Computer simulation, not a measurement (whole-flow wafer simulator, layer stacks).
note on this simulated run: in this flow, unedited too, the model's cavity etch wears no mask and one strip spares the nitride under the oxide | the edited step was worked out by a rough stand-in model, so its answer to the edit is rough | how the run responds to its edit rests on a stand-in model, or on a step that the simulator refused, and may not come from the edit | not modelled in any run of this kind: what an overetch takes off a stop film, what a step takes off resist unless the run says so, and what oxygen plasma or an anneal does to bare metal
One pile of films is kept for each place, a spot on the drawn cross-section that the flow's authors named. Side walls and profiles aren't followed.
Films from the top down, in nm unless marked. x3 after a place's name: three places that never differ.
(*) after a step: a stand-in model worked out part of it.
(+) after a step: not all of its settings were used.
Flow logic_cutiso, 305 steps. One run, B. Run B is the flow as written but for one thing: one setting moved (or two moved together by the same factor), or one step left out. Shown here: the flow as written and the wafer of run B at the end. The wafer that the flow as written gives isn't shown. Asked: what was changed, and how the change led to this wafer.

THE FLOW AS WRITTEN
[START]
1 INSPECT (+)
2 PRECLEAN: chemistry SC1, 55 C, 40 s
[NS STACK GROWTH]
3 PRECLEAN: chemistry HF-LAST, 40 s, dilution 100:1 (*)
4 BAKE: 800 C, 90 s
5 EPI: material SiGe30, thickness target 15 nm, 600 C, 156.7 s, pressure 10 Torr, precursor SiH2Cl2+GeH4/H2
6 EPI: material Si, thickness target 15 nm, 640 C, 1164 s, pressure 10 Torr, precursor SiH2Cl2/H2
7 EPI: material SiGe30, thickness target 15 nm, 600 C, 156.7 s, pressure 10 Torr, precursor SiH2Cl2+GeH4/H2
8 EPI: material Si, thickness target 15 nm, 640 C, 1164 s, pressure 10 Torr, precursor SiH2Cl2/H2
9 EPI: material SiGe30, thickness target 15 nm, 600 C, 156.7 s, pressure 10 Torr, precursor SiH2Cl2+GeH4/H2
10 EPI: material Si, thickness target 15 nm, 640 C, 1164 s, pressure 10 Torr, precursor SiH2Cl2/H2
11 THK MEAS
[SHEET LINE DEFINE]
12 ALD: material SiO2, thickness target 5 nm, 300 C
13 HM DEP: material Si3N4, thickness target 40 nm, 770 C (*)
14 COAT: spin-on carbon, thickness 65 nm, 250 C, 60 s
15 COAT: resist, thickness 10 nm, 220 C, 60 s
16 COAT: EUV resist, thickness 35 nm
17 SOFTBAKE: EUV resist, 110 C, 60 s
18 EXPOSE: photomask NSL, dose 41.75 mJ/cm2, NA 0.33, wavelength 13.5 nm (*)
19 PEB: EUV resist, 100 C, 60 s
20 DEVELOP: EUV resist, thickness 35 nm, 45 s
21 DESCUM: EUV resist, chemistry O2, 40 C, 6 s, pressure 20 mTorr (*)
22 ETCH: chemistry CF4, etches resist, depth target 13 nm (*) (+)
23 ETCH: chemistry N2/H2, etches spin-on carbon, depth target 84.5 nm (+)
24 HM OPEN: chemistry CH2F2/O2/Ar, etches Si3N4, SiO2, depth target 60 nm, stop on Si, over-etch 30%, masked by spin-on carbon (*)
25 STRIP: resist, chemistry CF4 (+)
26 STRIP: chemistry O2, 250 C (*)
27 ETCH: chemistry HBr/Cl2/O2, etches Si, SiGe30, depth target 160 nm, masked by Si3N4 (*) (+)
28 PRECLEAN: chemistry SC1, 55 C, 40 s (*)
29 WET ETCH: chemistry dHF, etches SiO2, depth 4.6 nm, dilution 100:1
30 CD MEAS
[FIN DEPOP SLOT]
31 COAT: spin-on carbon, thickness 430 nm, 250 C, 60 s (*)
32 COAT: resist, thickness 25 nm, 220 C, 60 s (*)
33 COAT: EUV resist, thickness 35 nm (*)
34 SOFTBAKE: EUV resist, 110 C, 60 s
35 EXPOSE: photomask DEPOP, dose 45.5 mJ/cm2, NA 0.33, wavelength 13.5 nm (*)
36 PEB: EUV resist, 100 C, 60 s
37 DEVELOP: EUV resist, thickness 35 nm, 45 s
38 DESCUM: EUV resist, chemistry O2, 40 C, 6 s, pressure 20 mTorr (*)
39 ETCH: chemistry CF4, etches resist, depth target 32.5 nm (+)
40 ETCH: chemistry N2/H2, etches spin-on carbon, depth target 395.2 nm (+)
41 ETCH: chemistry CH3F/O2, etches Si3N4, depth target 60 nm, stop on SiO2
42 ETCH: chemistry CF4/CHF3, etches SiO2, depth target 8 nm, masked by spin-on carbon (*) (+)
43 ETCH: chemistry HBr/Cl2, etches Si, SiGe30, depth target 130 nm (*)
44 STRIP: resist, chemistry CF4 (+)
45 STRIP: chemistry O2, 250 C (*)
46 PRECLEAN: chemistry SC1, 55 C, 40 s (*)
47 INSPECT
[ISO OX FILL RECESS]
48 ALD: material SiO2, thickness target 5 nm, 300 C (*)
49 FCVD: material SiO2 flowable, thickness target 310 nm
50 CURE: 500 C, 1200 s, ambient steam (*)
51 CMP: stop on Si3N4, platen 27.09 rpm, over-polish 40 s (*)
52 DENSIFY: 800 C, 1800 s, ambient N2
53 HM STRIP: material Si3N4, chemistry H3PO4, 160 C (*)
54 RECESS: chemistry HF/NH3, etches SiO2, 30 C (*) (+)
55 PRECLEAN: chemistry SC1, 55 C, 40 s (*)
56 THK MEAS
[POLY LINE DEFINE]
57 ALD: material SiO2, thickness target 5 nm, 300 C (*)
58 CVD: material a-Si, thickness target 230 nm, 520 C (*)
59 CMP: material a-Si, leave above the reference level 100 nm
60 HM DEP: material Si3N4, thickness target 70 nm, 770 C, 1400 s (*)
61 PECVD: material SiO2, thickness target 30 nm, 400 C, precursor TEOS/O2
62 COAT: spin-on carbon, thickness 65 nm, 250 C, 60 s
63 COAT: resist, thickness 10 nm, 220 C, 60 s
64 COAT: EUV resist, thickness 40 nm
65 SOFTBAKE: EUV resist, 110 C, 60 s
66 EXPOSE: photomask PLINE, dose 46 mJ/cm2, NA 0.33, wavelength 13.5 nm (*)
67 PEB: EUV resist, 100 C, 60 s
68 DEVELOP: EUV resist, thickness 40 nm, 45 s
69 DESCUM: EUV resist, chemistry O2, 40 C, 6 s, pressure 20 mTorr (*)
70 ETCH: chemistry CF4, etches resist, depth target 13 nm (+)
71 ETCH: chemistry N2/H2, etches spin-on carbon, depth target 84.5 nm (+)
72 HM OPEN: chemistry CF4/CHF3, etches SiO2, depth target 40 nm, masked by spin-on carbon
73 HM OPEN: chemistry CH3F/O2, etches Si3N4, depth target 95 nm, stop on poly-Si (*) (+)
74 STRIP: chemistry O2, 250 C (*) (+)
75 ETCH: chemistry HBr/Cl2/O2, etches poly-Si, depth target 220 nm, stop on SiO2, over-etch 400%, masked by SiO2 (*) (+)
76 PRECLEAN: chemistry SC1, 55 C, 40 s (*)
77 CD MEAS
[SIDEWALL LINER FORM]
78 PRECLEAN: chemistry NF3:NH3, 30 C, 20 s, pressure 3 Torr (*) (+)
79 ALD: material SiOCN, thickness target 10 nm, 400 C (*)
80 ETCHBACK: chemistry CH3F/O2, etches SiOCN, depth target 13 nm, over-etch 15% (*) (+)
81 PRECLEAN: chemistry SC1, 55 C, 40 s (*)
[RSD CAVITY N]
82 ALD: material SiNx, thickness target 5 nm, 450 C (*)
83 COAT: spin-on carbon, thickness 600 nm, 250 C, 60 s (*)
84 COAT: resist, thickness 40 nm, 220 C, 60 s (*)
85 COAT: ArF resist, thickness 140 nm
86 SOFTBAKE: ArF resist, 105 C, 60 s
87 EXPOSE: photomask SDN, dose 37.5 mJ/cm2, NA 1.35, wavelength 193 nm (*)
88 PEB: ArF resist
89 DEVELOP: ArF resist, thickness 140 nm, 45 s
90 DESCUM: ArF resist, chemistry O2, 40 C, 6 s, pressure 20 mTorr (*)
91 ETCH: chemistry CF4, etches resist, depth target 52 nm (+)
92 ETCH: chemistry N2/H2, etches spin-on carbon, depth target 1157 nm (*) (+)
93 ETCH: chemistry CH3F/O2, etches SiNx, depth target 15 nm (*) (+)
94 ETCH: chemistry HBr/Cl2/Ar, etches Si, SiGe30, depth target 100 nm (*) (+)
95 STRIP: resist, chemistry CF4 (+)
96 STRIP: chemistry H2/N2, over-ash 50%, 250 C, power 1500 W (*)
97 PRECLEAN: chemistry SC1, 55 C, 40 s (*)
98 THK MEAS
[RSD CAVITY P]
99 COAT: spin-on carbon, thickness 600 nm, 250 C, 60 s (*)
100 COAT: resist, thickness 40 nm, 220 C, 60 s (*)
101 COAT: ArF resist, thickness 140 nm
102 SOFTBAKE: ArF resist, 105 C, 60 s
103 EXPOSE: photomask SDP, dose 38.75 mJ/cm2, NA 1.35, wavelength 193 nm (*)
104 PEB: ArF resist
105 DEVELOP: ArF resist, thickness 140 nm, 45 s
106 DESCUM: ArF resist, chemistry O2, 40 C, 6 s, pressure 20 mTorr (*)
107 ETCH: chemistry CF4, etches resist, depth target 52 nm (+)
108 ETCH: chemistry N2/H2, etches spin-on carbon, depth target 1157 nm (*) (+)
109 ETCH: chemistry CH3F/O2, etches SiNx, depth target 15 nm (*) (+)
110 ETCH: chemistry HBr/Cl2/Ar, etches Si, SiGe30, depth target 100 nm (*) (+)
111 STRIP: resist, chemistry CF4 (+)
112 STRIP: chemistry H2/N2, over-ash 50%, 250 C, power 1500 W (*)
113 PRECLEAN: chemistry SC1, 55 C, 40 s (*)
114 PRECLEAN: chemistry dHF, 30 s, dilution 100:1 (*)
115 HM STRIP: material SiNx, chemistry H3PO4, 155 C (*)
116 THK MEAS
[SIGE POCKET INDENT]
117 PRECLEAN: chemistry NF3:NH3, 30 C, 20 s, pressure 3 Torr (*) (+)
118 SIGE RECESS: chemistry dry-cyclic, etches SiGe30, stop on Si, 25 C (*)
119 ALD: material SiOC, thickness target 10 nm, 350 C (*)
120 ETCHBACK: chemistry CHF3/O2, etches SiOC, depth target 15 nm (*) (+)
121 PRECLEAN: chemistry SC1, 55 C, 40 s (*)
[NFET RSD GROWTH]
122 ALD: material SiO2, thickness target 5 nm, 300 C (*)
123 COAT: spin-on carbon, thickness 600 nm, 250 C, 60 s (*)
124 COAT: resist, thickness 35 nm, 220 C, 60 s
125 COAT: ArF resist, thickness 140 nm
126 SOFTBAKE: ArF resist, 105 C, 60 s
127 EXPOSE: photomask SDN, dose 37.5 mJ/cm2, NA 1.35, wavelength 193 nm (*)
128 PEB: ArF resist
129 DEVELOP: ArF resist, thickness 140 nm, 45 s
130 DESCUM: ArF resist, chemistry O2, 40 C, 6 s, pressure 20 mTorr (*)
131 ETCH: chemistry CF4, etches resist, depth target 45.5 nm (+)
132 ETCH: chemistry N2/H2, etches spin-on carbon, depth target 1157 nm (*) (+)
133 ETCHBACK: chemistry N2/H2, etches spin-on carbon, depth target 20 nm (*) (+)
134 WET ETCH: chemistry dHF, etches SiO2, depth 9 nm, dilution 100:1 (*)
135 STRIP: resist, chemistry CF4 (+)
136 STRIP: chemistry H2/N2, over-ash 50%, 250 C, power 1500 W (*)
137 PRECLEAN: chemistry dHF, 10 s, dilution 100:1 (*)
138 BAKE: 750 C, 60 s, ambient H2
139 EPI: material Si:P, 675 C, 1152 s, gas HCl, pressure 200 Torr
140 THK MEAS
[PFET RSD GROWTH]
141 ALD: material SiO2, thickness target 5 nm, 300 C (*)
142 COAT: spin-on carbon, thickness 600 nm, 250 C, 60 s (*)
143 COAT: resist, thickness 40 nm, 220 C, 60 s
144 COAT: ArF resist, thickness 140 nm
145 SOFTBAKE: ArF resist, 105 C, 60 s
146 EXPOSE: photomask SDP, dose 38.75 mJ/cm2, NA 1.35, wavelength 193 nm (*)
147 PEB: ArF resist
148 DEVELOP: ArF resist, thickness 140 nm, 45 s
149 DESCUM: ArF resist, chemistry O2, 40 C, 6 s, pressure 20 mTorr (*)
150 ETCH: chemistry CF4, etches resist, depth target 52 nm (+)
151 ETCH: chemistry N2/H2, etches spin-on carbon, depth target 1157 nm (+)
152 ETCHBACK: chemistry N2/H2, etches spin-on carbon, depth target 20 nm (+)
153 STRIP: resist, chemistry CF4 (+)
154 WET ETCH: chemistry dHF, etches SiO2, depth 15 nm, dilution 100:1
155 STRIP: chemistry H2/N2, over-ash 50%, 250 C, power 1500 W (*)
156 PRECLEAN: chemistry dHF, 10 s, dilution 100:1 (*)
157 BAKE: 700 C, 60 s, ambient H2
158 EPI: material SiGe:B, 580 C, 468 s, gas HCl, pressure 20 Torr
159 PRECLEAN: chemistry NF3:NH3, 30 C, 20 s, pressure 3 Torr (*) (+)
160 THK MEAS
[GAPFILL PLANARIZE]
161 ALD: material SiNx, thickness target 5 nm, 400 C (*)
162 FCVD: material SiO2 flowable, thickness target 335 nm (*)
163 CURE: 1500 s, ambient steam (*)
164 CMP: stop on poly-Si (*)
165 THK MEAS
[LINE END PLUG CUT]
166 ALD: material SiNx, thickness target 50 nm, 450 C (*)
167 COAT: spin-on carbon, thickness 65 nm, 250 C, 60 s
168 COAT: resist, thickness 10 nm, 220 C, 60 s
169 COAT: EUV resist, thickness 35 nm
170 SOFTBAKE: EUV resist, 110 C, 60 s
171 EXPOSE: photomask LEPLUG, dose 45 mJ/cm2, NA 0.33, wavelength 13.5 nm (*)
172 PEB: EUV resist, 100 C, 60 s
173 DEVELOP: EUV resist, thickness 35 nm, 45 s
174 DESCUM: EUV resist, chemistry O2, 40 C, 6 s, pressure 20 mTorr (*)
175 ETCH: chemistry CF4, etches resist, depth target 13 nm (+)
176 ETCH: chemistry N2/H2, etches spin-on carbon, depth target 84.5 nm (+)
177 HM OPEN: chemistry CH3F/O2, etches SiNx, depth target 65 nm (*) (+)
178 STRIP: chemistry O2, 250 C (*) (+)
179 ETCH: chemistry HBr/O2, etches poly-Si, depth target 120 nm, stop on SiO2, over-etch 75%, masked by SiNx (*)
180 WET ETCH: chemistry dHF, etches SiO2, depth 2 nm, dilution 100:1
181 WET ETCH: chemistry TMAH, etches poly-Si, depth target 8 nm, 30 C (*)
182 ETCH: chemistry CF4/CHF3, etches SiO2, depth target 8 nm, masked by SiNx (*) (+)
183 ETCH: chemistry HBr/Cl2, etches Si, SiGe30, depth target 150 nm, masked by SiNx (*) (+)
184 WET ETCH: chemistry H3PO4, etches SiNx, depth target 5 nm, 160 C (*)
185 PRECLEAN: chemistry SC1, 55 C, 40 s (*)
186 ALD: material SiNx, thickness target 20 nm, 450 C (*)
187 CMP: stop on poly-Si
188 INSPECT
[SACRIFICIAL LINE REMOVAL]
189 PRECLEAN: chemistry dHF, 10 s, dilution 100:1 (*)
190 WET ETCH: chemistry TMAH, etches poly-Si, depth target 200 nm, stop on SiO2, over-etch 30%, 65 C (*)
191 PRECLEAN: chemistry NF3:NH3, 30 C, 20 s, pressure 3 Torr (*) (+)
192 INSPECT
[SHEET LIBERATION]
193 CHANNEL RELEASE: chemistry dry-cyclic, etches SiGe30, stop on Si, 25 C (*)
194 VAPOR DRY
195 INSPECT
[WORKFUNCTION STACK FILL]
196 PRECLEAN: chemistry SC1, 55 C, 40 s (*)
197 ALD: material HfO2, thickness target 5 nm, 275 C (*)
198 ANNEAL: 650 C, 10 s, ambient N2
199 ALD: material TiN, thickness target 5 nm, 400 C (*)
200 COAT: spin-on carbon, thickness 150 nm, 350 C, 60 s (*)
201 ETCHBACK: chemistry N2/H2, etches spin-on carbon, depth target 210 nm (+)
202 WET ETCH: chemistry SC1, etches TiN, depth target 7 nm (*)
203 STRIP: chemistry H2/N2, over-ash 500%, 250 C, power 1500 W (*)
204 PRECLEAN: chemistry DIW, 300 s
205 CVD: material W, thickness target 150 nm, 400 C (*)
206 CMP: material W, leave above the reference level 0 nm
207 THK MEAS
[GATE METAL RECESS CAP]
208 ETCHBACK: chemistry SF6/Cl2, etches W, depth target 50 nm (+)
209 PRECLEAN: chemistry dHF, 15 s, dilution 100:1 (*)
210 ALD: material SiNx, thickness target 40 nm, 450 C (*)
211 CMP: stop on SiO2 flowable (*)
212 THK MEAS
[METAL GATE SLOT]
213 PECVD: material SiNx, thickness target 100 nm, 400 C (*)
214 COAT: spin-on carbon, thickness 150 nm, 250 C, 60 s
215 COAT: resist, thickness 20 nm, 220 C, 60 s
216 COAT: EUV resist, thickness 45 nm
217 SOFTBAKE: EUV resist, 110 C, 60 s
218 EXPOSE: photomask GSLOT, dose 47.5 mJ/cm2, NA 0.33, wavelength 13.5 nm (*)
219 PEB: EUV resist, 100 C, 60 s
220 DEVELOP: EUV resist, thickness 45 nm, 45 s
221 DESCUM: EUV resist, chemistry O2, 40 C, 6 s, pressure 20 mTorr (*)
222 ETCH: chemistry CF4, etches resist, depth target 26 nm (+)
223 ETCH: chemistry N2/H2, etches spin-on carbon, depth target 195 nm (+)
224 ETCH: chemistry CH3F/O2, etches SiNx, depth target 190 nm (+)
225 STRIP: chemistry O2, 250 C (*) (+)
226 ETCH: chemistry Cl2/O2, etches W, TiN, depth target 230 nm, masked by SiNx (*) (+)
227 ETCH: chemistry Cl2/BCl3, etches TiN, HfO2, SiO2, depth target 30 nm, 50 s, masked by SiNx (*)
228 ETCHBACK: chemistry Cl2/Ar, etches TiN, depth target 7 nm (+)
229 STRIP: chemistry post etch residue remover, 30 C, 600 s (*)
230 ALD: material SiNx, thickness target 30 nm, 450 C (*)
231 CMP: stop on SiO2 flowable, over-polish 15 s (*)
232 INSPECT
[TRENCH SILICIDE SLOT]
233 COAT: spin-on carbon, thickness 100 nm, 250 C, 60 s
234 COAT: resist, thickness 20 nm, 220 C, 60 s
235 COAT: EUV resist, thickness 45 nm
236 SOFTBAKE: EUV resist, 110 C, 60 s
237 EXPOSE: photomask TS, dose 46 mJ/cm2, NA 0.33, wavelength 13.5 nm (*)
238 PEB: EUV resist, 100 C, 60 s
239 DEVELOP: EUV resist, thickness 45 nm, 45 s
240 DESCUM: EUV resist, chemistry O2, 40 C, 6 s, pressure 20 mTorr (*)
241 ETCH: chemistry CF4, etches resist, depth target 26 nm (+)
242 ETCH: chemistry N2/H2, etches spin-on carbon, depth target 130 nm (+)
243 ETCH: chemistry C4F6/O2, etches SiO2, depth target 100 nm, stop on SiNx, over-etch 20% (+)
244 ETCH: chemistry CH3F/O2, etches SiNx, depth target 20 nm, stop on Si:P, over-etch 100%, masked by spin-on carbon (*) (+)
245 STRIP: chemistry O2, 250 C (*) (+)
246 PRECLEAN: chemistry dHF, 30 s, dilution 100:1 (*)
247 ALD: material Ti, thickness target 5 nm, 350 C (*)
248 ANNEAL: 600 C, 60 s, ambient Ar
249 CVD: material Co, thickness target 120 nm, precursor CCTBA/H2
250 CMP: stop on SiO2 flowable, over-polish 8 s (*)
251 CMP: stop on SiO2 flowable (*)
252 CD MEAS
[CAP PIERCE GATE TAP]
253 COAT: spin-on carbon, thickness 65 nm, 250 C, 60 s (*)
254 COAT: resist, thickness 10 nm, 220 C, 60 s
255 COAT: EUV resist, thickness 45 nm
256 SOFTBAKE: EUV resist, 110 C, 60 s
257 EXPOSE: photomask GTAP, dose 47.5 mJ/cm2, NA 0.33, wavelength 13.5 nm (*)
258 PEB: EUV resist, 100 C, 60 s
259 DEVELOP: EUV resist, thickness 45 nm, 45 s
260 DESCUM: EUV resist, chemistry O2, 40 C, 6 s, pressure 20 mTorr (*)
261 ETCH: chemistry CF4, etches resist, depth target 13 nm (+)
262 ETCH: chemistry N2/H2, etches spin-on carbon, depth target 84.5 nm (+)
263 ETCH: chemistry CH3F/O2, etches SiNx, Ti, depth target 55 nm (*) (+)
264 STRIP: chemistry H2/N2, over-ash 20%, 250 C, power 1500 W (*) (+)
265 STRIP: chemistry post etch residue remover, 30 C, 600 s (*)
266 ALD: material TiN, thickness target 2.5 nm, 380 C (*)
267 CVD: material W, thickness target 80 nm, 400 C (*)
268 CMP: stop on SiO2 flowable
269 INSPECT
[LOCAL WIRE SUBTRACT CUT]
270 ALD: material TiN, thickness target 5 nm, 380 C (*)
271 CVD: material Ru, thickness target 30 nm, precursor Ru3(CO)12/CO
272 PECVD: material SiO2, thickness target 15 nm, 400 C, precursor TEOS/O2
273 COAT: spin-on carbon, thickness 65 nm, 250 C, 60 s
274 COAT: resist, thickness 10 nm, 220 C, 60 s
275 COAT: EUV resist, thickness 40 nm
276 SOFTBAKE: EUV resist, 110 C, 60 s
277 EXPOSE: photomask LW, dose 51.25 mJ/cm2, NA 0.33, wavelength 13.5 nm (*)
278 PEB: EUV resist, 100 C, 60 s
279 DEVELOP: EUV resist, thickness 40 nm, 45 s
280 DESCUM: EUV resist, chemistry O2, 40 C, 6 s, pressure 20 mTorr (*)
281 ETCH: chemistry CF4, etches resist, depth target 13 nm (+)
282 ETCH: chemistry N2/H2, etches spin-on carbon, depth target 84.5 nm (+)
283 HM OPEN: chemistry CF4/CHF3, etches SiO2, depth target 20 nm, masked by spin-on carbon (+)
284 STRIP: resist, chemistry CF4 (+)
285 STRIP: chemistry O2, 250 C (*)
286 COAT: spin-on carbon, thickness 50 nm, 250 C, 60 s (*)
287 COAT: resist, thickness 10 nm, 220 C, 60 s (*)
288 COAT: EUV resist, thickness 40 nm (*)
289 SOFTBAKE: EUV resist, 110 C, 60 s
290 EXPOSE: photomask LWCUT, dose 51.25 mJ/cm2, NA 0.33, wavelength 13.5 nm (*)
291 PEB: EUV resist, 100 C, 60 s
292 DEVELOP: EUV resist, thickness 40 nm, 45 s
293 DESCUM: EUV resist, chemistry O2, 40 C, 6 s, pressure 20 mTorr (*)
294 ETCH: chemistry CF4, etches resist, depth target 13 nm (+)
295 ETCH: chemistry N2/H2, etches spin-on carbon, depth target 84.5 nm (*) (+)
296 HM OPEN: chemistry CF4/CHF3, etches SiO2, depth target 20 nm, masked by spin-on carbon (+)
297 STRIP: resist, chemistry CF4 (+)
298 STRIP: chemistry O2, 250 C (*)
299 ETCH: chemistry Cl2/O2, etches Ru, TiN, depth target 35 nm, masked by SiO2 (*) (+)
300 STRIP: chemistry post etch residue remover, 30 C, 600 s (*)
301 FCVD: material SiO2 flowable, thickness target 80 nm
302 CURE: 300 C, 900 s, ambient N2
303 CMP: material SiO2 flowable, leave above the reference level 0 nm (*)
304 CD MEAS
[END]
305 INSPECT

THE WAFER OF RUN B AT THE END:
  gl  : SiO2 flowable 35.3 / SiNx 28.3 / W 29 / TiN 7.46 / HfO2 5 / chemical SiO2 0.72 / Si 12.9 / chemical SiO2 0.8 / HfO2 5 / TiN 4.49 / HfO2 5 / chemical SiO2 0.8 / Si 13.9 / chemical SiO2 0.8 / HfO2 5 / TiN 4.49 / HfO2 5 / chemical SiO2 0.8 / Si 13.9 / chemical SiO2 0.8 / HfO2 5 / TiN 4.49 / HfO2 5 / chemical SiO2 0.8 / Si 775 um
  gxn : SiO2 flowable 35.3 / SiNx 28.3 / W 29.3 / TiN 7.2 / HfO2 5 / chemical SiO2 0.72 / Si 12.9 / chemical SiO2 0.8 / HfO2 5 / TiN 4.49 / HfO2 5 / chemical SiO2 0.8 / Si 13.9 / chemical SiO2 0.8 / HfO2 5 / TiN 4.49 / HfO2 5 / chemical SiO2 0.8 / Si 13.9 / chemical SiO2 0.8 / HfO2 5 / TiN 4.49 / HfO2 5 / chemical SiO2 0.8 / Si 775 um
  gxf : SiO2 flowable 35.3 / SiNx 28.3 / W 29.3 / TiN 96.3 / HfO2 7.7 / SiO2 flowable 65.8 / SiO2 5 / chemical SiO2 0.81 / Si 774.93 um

The cause: step 199, ALD: thickness target 7.2 nm was run, where the flow has thickness target 5 nm.
It can be read off the wafer: gxn has TiN 7.2, and step 199 as written asks for 5 nm.

How the change led to this, step by step:
  199 ALD: material TiN, thickness target 5 nm, 400 C (*)
      depop, dpovl, iso and 11 more: TiN +7.2 (new film) (as written it would be: TiN +5 (new film))
      gl, glp, tap: TiN +7.46 (new film), TiN +4.49 (new film), cavity -4.49 (all of it), TiN +4.49 (new film), cavity -4.49 (all of it), TiN +4.49 (new film), cavity -4.49 (all of it) (as written it would be: TiN +5.26 (new film), TiN +4.49 (new film), cavity -4.49 (all of it), TiN +4.49 (new film), cavity -4.49 (all of it), TiN +4.49 (new film), cavity -4.49 (all of it))
      (and at 5 more places)
  200 COAT: spin-on carbon, thickness 150 nm, 350 C, 60 s (*)
      gl, glp: spin-on carbon +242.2 (new film) (as written it would be: spin-on carbon +236.9 (new film))
      gxn, gxp: spin-on carbon +242.4 (new film) (as written it would be: spin-on carbon +236.9 (new film))
      (and at 17 more places)
  201 ETCHBACK: chemistry N2/H2, etches spin-on carbon, depth target 210 nm (+)
      lnr, lnrp: spin-on carbon -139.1 (all of it) (as written it would be: spin-on carbon -133.9 (all of it))
      rsdn, rsdw: spin-on carbon -151.1 (all of it) (as written it would be: spin-on carbon -145.8 (all of it))
      (and at 11 more places)
  202 WET ETCH: chemistry SC1, etches TiN, depth target 7 nm (*)
      depop, dpovl, iso and 12 more: TiN -7.2 (all of it) (as written it would be: TiN -5 (all of it))
  203 STRIP: chemistry H2/N2, over-ash 500%, 250 C, power 1500 W (*)
      gl, glp: spin-on carbon -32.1 (all of it) (as written it would be: spin-on carbon -26.7 (all of it))
      gxn, gxp: spin-on carbon -32.2 (all of it) (as written it would be: spin-on carbon -26.8 (all of it))
      (and at 3 more places)
  205 CVD: material W, thickness target 150 nm, 400 C (*)
      gxf: W +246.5 (new film) (as written it would be: W +337.8 (new film))
  226 ETCH: chemistry Cl2/O2, etches W, TiN, depth target 230 nm, masked by SiNx (*) (+)
      gfld: W -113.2 (all of it), TiN -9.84 (all of it), HfO2 -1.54 (as written it would be: W -115.4 (all of it), TiN -7.64 (all of it), HfO2 -1.54)
